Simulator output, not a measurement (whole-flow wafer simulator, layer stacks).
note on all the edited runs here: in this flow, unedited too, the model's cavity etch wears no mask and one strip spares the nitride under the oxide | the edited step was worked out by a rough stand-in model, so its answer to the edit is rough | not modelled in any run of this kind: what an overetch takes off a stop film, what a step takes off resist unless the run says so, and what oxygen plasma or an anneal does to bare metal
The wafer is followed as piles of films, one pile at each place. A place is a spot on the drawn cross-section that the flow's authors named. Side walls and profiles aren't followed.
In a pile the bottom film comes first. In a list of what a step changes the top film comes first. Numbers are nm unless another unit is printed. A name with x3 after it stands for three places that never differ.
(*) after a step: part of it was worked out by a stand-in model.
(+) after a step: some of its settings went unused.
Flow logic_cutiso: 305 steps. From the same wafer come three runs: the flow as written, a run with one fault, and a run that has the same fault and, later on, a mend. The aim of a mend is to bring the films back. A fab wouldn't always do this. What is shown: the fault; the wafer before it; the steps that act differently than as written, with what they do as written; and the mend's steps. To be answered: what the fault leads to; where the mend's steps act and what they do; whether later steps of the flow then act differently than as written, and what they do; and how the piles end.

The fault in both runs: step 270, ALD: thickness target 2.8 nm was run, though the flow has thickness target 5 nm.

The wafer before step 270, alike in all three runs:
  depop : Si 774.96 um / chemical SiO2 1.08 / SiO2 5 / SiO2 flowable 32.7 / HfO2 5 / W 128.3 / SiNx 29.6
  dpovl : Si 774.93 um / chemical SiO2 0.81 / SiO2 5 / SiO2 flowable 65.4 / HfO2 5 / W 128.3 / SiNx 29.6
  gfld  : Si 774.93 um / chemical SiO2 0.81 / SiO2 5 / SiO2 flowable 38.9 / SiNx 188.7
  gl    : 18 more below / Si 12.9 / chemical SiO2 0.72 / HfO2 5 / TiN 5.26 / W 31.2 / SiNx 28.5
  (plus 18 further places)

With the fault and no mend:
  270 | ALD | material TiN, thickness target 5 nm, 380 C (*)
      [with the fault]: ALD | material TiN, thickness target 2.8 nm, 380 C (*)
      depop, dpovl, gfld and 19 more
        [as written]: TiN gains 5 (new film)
        [with the fault]: TiN gains 2.8 (new film)
  Later steps of the flow acting differently than as written (1 more step, not shown, differs only slightly: by at most 2% or 0.5 nm, whichever is larger):
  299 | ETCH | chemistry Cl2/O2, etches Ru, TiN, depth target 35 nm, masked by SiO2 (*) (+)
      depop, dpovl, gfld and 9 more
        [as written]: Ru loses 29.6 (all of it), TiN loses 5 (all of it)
        [with the fault]: Ru loses 29.6 (all of it), TiN loses 2.8 (all of it), SiNx loses 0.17
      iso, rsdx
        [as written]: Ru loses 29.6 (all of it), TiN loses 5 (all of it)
        [with the fault]: Ru loses 29.6 (all of it), TiN loses 2.8 (all of it), SiO2 flowable loses 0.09
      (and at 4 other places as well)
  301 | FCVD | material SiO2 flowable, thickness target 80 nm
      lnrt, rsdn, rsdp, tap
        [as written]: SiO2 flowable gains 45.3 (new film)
        [with the fault]: SiO2 flowable gains 46.8 (new film)
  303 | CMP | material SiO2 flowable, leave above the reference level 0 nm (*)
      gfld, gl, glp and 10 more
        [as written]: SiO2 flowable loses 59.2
        [with the fault]: SiO2 flowable loses 60.6
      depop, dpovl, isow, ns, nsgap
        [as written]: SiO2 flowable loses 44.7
        [with the fault]: SiO2 flowable loses 46.8
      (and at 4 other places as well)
  At depop, dpovl, gfld and 18 more, the piles at the end differ from the flow's by more than 2% or 0.5 nm, whichever is larger.
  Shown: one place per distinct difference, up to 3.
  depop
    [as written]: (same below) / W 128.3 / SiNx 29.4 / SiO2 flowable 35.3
    [with the fault]: (same below) / W 128.3 / SiNx 29.2 / SiO2 flowable 33.2
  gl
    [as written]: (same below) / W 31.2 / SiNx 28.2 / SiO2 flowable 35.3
    [with the fault]: (same below) / W 31.2 / SiNx 28.1 / SiO2 flowable 33.2
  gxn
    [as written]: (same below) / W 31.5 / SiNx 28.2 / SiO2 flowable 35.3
    [with the fault]: (same below) / W 31.5 / SiNx 28.1 / SiO2 flowable 33.2

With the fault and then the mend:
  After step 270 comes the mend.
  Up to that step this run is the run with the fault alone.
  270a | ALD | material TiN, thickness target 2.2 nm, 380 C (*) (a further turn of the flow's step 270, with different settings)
      depop, dpovl, gfld and 19 more
        TiN gains 2.2
  Later steps of the flow that are run all act as written at every place that is followed.
  The piles end the same as the flow's at every place that both follow.
